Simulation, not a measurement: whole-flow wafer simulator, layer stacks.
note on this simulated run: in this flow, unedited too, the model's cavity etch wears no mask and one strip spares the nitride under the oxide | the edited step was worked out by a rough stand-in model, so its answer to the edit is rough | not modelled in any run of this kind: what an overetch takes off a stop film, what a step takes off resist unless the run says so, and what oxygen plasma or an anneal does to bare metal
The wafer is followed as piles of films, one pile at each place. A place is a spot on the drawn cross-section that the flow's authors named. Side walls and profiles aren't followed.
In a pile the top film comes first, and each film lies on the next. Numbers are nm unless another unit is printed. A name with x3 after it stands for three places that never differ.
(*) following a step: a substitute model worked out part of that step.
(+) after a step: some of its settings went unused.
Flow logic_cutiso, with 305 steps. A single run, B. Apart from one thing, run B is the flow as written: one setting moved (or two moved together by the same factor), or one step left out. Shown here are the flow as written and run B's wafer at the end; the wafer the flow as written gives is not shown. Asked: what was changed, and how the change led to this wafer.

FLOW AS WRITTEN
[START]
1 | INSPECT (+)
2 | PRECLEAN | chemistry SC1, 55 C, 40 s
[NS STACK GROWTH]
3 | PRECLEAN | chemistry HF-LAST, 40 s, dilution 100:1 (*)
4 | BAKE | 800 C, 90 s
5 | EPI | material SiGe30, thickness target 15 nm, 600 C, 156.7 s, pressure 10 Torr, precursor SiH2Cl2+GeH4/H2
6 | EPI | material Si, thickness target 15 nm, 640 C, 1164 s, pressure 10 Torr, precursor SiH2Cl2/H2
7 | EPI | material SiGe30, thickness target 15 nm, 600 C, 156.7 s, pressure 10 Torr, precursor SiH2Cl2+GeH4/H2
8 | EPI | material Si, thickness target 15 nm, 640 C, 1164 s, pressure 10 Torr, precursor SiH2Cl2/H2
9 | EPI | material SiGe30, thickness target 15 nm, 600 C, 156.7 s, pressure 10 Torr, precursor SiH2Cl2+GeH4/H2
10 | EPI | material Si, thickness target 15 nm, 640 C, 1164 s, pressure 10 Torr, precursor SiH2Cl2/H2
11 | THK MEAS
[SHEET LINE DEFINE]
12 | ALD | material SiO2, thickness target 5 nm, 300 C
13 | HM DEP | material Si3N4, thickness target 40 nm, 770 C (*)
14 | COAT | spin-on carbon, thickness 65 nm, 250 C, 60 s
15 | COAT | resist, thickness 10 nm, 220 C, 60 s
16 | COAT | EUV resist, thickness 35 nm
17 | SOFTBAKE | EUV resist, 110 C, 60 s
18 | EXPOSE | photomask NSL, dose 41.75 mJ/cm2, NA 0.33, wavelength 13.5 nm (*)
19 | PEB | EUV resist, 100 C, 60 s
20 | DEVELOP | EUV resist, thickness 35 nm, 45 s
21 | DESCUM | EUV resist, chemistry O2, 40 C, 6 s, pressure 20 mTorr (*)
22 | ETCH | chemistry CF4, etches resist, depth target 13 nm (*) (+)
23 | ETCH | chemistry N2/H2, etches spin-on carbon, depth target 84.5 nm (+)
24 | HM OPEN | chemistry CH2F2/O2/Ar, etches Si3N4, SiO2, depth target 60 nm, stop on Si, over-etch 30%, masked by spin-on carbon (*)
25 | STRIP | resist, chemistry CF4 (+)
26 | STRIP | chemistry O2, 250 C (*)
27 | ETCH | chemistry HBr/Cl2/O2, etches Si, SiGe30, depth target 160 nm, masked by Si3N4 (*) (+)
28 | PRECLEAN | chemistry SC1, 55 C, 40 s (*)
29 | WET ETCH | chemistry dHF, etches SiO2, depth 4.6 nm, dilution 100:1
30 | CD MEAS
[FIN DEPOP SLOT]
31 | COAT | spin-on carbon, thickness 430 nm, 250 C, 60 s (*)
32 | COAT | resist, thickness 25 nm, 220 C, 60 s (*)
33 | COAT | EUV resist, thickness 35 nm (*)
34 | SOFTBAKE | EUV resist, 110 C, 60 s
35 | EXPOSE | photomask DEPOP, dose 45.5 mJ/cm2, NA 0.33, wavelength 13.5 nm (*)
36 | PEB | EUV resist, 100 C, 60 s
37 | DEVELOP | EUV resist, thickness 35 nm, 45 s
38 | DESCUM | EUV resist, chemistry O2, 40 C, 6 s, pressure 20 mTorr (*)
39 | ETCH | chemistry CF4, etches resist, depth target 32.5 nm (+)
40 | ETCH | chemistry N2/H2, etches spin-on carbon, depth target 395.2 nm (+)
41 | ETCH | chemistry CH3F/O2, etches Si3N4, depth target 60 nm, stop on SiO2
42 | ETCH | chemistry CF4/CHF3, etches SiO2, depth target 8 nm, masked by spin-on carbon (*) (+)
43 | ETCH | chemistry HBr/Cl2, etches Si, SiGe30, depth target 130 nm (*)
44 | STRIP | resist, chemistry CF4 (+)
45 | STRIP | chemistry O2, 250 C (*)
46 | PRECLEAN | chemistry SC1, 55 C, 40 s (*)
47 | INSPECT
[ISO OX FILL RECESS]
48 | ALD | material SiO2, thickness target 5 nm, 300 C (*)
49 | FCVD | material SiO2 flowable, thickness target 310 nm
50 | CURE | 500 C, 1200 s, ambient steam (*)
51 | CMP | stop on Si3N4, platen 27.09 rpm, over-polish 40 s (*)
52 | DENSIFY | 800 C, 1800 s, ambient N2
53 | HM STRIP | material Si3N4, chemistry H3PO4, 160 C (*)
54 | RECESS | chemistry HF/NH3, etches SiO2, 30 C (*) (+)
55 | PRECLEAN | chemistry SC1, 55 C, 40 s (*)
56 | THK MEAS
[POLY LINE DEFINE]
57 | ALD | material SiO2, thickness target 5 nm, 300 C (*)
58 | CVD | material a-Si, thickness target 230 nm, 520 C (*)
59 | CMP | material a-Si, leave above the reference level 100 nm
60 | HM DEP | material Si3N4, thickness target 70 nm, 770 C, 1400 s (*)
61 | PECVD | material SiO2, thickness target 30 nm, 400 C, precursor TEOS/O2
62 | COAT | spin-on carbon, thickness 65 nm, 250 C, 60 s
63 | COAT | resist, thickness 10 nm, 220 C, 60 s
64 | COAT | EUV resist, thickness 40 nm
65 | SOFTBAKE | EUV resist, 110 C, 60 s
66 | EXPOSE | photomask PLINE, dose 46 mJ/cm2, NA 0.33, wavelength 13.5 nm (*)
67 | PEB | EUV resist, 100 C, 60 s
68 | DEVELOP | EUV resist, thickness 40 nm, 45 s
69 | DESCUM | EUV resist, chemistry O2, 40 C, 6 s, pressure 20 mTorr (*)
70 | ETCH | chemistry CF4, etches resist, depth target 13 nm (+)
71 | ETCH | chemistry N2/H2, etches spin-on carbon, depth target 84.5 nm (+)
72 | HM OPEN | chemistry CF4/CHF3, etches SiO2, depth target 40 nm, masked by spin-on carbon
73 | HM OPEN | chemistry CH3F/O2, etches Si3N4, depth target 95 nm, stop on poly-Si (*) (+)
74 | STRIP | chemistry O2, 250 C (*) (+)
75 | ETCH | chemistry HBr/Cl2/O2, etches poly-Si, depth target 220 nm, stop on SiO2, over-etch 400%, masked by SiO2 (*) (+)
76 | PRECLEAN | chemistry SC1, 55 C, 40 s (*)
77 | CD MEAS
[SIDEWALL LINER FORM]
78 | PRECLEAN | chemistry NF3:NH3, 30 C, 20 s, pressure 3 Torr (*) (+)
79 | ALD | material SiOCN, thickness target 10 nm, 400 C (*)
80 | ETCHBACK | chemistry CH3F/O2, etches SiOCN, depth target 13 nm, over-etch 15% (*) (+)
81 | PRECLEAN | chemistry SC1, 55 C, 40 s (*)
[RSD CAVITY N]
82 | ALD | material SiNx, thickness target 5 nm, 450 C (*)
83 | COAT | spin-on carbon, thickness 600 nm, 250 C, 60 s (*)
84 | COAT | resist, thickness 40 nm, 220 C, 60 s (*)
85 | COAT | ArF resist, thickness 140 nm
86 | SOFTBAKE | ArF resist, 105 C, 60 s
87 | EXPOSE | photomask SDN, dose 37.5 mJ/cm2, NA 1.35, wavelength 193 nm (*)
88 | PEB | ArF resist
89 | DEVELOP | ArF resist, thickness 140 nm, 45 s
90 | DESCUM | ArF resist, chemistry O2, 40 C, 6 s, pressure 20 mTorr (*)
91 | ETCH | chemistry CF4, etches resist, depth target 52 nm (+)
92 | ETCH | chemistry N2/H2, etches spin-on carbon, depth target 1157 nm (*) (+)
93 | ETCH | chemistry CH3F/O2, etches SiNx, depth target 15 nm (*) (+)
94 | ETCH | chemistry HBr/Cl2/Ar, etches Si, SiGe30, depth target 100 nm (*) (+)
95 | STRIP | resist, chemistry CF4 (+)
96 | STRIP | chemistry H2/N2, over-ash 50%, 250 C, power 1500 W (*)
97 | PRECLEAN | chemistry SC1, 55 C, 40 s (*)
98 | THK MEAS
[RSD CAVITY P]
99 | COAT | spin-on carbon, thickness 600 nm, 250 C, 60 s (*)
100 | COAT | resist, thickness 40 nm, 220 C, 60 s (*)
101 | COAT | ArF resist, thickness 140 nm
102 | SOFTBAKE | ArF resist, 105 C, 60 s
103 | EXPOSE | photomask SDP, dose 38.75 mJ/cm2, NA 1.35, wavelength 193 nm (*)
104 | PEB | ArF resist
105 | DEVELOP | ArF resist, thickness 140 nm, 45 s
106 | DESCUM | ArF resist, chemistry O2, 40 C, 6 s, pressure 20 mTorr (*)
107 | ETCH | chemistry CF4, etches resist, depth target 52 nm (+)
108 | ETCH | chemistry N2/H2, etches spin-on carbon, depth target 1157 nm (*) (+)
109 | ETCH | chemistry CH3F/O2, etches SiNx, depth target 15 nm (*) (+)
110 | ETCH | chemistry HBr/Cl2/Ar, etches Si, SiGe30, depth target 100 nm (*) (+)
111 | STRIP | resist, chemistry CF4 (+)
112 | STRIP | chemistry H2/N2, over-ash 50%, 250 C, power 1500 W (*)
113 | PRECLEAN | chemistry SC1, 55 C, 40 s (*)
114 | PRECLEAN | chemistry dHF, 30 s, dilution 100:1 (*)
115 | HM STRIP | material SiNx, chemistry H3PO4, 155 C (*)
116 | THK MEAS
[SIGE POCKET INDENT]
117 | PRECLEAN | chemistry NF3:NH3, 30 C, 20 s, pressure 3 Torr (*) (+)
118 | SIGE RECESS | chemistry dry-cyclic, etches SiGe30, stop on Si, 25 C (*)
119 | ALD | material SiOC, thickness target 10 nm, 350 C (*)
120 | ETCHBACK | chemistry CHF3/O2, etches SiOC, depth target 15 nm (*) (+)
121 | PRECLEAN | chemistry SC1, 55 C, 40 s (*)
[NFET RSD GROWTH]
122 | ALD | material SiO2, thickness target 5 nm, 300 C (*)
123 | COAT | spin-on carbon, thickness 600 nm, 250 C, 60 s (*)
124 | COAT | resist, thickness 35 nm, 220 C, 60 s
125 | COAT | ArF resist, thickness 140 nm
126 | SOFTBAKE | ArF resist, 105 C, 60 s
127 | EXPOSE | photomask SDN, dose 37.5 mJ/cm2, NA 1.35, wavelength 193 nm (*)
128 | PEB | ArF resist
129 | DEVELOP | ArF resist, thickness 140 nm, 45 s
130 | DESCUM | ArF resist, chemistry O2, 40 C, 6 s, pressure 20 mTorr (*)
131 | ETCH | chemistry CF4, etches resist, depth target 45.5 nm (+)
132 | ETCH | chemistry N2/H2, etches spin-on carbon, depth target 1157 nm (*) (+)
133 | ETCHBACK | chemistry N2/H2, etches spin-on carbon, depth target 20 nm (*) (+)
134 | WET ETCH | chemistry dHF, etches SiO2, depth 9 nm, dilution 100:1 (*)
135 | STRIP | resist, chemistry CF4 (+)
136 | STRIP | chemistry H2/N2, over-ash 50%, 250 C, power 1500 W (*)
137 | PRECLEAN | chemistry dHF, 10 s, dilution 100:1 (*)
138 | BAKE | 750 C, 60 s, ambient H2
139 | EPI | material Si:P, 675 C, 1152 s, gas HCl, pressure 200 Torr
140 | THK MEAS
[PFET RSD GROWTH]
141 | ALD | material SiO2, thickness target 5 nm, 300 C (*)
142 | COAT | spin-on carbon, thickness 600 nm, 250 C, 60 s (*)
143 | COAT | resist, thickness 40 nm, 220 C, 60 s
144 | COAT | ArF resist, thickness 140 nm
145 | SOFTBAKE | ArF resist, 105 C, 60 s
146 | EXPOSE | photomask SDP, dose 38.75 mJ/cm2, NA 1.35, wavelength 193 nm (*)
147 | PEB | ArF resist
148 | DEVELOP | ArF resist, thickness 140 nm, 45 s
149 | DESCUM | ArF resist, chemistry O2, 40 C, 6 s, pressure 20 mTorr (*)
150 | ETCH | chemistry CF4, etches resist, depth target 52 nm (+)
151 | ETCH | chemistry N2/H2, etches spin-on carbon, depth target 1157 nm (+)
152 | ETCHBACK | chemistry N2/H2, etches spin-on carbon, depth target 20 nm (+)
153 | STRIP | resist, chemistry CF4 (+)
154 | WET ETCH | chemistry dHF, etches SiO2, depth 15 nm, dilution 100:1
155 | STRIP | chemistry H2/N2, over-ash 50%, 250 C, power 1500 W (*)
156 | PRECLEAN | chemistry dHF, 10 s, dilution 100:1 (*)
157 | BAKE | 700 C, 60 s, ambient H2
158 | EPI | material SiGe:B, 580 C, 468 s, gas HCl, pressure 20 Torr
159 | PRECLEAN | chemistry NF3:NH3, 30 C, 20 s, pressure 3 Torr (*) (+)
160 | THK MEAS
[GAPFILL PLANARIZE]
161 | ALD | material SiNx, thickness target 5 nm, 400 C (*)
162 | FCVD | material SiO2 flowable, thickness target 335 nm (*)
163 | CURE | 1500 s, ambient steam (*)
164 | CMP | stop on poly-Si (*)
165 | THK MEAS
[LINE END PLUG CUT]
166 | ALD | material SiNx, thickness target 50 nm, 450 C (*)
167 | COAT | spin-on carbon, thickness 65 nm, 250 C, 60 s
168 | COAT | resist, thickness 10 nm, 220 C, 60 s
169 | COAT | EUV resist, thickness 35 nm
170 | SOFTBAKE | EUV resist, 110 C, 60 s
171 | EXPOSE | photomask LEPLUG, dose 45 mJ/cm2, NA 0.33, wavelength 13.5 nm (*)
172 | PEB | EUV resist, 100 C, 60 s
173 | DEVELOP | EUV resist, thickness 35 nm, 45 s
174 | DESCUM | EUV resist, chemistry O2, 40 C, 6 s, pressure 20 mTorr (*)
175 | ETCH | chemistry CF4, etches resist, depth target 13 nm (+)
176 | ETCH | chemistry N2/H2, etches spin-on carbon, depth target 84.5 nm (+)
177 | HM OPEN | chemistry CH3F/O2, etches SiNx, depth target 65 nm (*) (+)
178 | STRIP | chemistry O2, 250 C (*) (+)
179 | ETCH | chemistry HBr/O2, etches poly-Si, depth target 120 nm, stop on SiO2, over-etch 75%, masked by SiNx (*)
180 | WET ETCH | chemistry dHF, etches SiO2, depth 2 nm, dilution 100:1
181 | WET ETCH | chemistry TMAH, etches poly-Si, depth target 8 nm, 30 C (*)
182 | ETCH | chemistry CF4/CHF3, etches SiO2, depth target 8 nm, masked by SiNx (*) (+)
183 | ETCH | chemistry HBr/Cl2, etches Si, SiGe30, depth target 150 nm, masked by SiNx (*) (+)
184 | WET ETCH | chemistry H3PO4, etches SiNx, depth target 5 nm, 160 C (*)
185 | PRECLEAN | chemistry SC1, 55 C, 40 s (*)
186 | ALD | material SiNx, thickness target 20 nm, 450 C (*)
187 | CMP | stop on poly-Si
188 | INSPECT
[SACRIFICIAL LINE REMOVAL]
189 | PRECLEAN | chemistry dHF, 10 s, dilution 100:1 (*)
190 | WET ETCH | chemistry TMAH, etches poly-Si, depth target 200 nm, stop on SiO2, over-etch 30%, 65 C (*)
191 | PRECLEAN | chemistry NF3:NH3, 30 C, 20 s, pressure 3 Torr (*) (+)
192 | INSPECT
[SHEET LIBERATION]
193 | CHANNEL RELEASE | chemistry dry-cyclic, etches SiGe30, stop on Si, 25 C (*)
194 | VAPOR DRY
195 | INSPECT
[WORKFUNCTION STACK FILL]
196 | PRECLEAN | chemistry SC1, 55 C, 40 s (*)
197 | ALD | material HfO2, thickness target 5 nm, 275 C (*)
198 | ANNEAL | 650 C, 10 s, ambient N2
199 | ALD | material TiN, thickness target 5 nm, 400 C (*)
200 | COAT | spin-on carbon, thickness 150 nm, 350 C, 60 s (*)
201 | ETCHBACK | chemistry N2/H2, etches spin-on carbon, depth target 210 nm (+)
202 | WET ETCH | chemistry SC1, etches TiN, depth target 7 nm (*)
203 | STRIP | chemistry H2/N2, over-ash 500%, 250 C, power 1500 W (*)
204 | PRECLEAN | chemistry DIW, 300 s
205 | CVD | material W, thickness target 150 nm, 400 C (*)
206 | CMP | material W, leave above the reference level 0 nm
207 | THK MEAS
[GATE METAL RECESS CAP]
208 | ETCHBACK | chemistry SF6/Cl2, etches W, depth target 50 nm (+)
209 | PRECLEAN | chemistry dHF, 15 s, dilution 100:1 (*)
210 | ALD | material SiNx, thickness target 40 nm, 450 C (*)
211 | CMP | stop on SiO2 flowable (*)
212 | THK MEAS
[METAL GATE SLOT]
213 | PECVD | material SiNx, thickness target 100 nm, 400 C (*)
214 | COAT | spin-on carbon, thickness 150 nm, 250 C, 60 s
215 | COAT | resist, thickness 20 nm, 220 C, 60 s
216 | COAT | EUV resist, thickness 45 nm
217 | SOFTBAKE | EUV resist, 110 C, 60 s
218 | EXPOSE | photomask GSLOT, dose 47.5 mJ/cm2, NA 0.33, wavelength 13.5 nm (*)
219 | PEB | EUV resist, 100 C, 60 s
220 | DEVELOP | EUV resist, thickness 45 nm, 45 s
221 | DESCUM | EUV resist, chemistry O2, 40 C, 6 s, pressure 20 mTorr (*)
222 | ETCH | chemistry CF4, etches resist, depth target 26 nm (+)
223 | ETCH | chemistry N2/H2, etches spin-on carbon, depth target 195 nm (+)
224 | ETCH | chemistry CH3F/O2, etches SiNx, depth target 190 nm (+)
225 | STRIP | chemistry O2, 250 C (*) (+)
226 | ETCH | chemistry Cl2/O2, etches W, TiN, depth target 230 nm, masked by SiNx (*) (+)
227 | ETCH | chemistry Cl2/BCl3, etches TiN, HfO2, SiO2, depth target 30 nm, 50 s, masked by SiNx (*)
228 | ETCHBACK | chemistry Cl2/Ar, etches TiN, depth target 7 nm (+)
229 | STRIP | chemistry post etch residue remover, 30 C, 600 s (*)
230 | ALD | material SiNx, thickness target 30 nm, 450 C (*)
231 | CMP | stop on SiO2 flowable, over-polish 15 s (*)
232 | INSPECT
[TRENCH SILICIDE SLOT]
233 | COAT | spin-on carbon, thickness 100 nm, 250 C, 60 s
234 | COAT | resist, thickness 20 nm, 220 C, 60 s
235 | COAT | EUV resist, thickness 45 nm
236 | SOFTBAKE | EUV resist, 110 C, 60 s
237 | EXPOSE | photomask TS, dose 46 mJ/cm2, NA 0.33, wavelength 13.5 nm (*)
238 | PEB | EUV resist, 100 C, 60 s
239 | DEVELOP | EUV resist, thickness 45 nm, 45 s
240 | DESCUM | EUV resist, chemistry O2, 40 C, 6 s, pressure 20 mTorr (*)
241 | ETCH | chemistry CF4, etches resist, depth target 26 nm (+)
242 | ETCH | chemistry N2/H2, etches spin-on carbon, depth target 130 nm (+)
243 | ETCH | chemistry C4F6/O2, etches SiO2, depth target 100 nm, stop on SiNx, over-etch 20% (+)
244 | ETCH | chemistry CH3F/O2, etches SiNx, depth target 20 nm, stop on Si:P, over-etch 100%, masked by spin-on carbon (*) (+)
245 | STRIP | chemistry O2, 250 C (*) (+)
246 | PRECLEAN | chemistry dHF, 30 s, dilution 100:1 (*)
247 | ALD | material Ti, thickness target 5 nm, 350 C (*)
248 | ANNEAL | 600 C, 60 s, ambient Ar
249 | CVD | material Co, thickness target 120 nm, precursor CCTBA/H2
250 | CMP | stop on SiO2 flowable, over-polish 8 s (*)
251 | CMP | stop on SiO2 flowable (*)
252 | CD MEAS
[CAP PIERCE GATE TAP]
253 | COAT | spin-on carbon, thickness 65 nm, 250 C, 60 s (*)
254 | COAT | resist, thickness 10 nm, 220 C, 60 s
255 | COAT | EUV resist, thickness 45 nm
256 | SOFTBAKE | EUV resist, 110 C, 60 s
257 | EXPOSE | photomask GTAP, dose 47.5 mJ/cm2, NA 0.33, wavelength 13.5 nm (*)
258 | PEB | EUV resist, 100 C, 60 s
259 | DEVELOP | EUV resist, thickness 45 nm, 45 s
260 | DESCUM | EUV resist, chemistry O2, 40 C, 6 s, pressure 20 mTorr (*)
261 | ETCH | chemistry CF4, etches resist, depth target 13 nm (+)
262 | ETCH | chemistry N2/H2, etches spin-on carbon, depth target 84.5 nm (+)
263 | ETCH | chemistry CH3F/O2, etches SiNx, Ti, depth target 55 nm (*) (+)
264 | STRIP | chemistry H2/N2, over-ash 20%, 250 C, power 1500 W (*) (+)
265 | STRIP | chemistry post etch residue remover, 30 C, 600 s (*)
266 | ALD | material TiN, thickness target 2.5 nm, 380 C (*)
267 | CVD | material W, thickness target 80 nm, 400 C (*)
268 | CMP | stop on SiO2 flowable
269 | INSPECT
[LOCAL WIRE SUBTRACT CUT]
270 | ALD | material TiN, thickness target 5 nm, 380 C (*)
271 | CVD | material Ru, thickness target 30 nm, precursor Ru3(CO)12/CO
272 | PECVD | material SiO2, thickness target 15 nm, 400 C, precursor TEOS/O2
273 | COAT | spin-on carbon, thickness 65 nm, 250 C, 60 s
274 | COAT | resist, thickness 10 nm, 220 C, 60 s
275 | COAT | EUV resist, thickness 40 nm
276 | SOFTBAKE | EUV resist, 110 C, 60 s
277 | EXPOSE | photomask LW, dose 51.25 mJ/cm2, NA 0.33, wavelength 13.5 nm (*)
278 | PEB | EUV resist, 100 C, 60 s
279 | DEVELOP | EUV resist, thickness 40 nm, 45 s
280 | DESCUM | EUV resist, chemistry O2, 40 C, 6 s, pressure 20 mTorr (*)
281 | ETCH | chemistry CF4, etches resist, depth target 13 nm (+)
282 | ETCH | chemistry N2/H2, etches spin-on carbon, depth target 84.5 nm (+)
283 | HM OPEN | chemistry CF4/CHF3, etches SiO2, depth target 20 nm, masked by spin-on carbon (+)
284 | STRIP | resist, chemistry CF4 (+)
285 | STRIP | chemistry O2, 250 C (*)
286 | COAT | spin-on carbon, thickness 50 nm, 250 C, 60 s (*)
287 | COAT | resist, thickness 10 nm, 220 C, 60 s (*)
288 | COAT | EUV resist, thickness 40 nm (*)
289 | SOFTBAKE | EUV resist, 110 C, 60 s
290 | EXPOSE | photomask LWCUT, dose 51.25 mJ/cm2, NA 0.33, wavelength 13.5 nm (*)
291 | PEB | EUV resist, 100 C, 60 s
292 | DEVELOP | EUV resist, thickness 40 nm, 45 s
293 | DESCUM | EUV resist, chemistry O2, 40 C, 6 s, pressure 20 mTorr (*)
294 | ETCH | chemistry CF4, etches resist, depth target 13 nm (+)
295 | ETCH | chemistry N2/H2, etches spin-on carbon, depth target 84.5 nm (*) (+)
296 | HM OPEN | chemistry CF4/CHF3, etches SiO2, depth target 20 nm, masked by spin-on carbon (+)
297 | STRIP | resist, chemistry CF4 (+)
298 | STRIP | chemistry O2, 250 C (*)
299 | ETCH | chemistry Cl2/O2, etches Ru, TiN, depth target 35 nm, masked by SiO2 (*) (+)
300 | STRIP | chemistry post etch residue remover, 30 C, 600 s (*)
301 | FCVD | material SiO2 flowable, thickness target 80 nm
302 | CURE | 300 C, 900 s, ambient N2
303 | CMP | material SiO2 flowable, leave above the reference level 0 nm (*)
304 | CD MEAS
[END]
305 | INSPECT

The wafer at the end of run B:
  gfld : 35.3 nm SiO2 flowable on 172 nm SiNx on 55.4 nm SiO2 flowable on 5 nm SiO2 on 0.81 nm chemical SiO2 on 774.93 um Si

Cause: step 227, ETCH: depth target 13.5 nm was run, though the flow has depth target 30 nm; step 227, ETCH: 22.5 s was run, where the flow has 50 s.

How this came from the change, step by step:
  227 | ETCH | chemistry Cl2/BCl3, etches TiN, HfO2, SiO2, depth target 30 nm, 50 s, masked by SiNx (*)
      depop, dpovl, gl and 18 more: -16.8 SiNx (as written it would have been: -37.4 SiNx)
      gfld: -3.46 HfO2 (all of it), -10 SiO2 flowable (as written it would have been: -3.46 HfO2 (all of it), -26.5 SiO2 flowable)
  231 | CMP | stop on SiO2 flowable, over-polish 15 s (*)
      depop, dpovl, gfld and 10 more: -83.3 SiNx (as written it would have been: -62.7 SiNx)
      lnr, lnri, lnrp, lnrt: -81.6 SiNx (all of it), -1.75 SiOCN (as written it would have been: -61 SiNx (all of it), -1.75 SiOCN)
      (and at 5 other places as well)
